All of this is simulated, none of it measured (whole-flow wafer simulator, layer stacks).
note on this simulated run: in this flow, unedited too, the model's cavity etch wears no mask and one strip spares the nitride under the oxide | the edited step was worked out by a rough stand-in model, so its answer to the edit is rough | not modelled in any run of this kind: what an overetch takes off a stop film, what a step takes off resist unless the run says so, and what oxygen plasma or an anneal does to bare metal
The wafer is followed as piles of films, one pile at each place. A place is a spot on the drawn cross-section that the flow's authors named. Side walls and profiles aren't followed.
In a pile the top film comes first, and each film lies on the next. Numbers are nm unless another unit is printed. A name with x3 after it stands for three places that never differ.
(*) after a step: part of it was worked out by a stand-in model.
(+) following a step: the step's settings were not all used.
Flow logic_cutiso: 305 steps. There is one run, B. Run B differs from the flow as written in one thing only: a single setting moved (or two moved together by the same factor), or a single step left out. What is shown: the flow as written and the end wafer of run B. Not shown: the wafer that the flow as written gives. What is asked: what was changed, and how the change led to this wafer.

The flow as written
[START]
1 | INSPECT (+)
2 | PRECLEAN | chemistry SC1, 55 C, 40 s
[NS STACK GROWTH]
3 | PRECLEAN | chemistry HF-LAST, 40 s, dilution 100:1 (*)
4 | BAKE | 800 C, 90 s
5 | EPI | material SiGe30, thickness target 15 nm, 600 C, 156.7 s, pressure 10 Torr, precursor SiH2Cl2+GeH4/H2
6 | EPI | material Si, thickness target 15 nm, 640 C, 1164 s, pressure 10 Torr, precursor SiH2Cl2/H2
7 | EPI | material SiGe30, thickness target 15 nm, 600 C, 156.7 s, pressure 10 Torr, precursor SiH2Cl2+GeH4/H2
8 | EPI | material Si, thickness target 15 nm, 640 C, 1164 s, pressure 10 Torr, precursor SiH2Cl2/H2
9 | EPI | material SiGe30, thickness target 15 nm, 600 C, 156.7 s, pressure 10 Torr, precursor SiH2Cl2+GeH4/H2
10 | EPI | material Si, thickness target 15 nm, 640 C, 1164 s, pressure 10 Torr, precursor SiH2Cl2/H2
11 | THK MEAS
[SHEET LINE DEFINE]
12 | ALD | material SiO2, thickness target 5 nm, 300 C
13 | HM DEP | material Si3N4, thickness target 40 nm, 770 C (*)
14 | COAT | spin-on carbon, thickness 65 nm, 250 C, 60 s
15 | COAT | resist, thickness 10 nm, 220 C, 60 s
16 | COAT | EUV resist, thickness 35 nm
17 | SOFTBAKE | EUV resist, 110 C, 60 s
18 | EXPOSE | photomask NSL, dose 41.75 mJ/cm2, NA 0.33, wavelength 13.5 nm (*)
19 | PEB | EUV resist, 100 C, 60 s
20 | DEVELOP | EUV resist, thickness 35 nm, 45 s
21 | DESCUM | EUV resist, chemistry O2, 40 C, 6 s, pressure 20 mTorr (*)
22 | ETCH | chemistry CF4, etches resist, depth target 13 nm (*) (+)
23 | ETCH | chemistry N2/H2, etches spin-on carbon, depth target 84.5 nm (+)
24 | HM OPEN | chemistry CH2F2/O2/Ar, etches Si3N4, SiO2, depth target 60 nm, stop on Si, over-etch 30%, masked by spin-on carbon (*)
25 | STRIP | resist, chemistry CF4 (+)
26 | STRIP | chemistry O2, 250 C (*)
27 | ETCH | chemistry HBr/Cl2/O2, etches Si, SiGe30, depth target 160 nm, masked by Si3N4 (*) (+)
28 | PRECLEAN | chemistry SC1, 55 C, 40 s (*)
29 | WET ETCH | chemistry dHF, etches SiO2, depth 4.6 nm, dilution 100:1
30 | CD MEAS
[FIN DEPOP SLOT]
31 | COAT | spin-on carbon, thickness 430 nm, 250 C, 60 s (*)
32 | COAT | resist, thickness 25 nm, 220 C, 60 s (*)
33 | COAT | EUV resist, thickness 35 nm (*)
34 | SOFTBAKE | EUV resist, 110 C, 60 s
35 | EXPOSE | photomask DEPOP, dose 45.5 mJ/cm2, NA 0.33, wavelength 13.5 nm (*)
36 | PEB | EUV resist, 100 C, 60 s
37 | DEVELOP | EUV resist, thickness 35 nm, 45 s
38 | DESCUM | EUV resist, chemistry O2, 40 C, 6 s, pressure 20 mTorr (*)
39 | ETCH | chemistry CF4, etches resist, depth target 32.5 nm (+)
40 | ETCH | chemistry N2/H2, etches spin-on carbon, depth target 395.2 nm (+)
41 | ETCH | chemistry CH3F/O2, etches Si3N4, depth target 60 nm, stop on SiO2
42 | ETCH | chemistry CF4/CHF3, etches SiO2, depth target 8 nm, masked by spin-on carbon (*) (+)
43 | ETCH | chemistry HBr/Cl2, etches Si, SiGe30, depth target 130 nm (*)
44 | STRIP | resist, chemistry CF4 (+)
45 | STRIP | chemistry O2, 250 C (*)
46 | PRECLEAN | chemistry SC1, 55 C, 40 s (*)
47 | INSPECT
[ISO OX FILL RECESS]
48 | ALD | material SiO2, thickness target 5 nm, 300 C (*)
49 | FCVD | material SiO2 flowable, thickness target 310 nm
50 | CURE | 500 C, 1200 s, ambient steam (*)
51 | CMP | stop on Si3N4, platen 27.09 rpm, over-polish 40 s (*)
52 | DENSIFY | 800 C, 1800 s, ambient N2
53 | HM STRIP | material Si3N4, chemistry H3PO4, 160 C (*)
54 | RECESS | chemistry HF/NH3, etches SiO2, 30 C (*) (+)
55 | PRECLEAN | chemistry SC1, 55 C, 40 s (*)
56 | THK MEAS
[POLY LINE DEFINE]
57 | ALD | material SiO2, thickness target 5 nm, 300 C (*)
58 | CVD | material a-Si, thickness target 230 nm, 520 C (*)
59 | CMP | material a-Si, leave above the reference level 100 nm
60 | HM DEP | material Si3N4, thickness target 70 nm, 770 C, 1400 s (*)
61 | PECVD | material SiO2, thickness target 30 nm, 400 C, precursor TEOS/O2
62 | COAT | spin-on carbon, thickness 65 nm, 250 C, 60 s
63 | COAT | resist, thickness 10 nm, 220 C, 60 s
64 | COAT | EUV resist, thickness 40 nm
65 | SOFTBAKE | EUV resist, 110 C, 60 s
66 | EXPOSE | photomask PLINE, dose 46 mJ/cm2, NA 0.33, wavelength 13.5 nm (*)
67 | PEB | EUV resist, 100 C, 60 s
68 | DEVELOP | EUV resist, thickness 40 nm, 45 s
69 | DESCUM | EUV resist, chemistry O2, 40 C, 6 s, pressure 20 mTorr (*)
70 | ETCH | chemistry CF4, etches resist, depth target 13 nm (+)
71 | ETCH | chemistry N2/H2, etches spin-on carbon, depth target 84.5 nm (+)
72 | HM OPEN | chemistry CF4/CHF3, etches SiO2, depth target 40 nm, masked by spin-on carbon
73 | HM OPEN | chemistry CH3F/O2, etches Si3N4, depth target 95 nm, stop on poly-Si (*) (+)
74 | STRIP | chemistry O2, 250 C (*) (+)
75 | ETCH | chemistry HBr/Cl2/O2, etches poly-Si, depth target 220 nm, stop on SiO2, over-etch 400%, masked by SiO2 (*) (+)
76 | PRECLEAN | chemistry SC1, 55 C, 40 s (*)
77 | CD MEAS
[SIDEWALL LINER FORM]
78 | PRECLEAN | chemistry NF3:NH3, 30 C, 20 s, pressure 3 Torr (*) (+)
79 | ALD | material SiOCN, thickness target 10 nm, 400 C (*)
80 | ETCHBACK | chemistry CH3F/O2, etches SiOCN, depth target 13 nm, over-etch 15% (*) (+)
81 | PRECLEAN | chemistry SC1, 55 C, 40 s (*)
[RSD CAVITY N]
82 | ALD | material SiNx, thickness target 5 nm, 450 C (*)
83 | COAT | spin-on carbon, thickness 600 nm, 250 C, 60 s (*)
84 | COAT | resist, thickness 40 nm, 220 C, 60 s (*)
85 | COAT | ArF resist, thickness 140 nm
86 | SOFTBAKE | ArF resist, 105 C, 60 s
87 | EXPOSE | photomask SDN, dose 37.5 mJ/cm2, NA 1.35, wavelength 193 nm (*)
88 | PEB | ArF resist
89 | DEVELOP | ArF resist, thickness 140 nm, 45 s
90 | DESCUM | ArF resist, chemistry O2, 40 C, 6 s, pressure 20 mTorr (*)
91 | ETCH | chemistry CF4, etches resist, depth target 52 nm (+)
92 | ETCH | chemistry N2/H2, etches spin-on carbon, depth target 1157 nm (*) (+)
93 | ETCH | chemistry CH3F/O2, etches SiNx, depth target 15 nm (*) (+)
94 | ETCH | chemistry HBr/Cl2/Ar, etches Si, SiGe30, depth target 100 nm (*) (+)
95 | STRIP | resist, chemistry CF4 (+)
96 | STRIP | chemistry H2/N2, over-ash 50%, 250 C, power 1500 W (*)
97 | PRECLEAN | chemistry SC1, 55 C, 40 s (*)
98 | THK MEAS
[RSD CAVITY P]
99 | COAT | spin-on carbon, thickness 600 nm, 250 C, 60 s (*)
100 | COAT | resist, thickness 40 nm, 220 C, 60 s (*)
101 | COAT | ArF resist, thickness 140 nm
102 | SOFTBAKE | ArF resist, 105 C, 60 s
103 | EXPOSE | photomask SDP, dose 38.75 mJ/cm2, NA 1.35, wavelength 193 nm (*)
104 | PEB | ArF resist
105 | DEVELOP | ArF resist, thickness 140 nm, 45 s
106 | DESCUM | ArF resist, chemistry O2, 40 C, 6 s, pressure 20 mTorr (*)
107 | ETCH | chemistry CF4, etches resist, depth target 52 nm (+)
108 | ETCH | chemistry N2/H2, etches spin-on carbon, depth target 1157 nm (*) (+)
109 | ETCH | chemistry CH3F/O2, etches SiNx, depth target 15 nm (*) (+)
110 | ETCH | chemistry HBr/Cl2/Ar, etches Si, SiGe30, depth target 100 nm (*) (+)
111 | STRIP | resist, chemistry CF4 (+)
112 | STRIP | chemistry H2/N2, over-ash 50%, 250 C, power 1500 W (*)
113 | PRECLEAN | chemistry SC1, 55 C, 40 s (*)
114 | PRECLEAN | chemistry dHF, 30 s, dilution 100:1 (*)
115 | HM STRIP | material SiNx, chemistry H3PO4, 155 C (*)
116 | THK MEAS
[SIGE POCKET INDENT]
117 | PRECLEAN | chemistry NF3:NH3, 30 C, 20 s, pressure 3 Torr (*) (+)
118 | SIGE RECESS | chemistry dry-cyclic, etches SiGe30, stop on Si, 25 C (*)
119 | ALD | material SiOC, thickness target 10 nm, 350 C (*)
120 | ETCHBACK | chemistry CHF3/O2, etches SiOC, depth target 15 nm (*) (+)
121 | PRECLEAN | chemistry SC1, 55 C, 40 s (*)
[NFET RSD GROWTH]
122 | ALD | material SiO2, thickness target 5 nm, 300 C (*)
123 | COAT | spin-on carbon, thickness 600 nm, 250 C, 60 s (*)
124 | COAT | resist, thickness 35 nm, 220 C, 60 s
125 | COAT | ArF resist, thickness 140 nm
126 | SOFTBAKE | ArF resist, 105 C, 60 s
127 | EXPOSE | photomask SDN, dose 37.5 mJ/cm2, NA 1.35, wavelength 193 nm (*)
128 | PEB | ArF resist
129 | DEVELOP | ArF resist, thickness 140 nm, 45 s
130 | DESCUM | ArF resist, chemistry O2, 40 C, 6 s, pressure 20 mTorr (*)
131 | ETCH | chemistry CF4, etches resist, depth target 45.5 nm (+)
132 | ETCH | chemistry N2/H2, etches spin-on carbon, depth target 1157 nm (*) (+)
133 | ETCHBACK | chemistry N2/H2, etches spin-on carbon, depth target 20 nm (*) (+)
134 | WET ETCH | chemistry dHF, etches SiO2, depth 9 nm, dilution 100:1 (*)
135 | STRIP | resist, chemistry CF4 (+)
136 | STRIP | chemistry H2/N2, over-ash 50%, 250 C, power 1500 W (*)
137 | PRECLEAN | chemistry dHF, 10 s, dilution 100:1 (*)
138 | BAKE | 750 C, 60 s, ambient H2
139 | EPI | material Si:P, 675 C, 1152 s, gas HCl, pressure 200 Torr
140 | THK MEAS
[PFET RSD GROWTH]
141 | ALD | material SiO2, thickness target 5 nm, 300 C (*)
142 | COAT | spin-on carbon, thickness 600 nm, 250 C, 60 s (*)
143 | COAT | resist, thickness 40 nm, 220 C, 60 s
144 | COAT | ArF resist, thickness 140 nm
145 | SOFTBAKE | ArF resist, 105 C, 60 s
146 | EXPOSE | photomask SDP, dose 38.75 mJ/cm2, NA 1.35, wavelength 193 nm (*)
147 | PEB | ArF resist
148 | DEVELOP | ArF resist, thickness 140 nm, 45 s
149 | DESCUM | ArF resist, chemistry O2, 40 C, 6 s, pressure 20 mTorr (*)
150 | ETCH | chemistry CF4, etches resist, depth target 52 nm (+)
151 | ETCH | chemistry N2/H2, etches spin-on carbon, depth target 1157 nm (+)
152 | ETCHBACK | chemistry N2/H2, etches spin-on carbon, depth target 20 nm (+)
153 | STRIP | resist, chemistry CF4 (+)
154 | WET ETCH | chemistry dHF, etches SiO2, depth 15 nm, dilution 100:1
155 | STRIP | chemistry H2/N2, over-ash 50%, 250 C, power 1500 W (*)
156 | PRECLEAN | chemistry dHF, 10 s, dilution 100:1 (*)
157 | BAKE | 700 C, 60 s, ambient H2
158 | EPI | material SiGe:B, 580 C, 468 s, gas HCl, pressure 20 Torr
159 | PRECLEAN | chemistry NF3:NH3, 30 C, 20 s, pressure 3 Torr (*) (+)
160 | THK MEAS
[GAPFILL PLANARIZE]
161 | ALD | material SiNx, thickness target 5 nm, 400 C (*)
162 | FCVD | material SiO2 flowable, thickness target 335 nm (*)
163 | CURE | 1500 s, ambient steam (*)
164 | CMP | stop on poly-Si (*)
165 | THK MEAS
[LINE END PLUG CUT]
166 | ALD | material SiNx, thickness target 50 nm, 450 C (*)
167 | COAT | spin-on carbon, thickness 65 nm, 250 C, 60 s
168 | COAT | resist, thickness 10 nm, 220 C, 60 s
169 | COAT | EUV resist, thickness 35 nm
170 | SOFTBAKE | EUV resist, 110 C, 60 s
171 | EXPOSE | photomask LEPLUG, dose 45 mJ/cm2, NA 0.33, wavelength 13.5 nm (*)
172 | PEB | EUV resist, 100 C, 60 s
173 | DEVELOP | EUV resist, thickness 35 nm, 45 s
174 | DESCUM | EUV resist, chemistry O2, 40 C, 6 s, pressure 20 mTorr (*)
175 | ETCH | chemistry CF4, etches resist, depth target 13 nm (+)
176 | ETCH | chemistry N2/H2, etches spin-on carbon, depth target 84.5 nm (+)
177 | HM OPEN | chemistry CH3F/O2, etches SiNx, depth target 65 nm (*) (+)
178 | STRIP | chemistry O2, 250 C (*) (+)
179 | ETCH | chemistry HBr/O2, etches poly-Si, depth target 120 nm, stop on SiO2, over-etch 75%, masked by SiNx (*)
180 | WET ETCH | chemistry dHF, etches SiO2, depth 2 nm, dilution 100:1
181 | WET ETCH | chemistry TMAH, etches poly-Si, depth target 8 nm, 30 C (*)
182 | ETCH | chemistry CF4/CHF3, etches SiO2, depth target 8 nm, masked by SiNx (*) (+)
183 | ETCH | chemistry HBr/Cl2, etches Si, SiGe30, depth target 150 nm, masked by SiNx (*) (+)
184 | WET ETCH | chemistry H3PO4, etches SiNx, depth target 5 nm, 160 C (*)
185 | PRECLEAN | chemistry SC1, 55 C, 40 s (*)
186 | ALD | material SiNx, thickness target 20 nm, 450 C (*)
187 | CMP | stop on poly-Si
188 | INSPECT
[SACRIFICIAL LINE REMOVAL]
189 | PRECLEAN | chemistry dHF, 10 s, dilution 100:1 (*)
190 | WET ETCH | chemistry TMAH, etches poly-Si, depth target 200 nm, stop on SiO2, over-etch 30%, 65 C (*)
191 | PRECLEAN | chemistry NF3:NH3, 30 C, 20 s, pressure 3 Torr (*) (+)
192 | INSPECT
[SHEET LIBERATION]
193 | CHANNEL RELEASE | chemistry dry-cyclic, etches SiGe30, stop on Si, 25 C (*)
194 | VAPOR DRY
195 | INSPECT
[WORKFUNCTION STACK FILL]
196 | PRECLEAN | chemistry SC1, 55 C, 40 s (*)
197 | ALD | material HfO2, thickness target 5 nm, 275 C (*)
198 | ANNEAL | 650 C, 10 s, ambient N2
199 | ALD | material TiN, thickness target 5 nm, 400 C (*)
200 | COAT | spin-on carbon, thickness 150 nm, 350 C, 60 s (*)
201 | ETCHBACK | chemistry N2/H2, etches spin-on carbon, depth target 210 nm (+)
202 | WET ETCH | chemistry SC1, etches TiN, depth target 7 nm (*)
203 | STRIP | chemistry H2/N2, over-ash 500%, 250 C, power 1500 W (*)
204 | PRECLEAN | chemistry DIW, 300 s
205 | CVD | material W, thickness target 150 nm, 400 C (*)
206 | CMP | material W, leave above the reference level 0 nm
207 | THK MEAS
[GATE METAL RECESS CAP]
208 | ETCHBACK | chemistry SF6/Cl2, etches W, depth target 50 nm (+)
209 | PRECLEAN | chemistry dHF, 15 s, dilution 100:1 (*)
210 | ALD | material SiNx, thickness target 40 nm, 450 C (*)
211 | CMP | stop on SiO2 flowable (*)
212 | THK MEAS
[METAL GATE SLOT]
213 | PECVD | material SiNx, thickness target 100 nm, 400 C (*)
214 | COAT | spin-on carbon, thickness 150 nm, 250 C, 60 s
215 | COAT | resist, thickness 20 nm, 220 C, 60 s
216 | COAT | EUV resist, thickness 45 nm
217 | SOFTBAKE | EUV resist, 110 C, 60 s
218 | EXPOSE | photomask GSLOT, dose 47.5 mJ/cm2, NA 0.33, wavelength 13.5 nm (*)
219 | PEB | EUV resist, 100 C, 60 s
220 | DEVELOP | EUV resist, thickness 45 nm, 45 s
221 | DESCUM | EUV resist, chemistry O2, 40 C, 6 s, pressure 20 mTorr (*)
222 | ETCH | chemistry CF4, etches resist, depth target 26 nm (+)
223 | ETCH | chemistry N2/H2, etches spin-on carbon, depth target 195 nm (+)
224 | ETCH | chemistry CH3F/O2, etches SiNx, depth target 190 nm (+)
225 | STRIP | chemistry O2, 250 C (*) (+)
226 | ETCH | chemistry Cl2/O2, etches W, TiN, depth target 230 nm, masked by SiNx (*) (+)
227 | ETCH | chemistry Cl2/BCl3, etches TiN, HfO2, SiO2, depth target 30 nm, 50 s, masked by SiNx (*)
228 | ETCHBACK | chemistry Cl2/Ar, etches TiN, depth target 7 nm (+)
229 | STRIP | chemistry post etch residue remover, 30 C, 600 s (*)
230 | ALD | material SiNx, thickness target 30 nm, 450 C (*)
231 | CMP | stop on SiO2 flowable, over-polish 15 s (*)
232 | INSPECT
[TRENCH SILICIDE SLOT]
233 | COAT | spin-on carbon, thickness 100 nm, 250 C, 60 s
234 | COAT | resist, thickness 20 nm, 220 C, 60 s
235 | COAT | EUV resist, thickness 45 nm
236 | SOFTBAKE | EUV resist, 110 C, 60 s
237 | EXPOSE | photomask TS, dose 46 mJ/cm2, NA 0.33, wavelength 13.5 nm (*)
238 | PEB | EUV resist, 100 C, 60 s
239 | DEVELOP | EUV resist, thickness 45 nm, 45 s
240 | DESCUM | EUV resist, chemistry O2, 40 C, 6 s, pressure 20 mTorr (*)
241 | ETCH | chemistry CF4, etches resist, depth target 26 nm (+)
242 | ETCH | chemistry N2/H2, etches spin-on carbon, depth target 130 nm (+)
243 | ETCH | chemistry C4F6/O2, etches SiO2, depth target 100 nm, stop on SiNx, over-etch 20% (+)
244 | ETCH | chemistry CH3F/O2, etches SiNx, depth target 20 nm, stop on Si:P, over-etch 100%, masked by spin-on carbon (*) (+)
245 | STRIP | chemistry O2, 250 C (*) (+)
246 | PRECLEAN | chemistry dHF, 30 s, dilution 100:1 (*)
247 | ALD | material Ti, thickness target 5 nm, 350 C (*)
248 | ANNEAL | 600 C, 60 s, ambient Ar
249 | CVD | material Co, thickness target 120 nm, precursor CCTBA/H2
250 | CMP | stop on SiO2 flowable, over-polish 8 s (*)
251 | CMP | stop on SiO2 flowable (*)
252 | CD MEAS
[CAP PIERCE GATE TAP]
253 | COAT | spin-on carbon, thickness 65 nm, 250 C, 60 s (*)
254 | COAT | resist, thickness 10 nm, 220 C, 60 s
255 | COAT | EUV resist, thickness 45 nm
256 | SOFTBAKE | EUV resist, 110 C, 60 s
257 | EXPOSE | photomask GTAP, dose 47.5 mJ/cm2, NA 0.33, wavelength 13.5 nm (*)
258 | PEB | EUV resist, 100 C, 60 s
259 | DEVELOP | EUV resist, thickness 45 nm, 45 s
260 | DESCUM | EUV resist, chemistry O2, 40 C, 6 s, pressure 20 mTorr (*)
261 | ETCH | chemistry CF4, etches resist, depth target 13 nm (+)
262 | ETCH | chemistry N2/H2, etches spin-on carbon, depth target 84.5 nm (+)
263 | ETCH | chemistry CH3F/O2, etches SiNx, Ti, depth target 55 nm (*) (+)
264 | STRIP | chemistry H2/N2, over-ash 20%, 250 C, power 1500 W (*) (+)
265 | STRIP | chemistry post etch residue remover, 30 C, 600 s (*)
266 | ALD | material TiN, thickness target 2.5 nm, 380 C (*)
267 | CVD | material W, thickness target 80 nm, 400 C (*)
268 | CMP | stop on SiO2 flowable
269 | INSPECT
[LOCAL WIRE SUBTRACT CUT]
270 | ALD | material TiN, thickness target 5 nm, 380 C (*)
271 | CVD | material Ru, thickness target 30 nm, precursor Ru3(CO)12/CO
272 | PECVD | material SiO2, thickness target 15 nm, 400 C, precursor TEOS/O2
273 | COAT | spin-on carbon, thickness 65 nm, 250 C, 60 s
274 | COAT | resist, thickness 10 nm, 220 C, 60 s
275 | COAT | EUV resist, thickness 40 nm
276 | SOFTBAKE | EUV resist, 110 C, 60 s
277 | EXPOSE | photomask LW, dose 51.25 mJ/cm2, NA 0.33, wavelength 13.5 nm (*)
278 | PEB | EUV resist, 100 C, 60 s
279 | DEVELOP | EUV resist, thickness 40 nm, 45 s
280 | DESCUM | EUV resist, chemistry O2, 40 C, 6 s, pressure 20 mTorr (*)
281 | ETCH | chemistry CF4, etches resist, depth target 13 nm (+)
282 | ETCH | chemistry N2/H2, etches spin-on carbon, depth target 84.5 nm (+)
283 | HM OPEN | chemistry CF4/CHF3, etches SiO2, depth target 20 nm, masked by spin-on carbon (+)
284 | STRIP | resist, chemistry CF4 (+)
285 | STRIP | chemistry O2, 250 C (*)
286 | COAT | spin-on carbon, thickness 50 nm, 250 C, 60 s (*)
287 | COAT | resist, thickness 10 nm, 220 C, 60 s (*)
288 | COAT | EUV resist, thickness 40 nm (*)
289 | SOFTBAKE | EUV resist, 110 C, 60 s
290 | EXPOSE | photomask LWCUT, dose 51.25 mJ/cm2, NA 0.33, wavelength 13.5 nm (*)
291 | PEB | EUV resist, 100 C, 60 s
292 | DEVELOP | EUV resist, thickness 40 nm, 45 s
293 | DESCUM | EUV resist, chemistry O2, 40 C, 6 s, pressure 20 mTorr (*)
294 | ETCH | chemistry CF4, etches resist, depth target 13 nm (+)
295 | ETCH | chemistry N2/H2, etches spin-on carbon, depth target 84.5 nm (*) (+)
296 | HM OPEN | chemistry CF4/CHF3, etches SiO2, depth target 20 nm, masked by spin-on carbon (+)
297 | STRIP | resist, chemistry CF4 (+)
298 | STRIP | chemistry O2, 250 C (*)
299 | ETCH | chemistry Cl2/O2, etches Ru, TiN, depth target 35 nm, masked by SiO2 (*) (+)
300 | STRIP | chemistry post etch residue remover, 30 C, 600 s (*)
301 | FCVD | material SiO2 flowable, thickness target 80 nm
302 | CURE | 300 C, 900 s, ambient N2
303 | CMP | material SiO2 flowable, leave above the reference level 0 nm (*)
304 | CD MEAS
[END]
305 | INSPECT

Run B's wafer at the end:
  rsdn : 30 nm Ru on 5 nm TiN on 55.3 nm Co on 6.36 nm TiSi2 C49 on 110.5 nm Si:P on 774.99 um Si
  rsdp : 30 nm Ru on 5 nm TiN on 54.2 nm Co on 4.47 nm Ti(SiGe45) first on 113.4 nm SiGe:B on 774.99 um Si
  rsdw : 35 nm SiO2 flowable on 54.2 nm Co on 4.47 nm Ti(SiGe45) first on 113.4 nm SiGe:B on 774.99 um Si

What caused this: step 247, ALD: thickness target 2.5 nm was run, though the flow has thickness target 5 nm.

Step by step, how the change led to this:
  247 | ALD | material Ti, thickness target 5 nm, 350 C (*)
      depop, dpovl, gfld and 19 more: +2.5 Ti (new film) (it would be, as written: +5 Ti (new film))
  248 | ANNEAL | 600 C, 60 s, ambient Ar
      rsdp, rsdw: +4.47 Ti(SiGe45) first (new film), -2.5 Ti (all of it), -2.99 SiGe:B (it would be, as written: +8.95 Ti(SiGe45) first (new film), -5 Ti (all of it), -5.98 SiGe:B)
      rsdn: +6.36 TiSi2 C49 (new film), -2.5 Ti (all of it), -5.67 Si:P (it would be, as written: +12.7 TiSi2 C49 (new film), -5 Ti (all of it), -11.3 Si:P)
  250 | CMP | stop on SiO2 flowable, over-polish 8 s (*)
      rsdx: -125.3 Co (it would be, as written: -127.9 Co (all of it))
      gl, glp, gxf, gxn, gxp, tap: -120.3 Co (all of it), -2.5 Ti (all of it), -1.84 SiNx (it would be, as written: -120.3 Co (all of it), -5 Ti (all of it), -1.84 SiNx)
      (also at 11 further places)
  251 | CMP | stop on SiO2 flowable (*)
      rsdx: -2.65 Co (all of it), -2.5 Ti (all of it) (it would be, as written: -5 Ti (all of it))
      iso: -3.72 Co (all of it), -1.84 Ti (it would be, as written: -1.22 Co (all of it), -4.34 Ti)
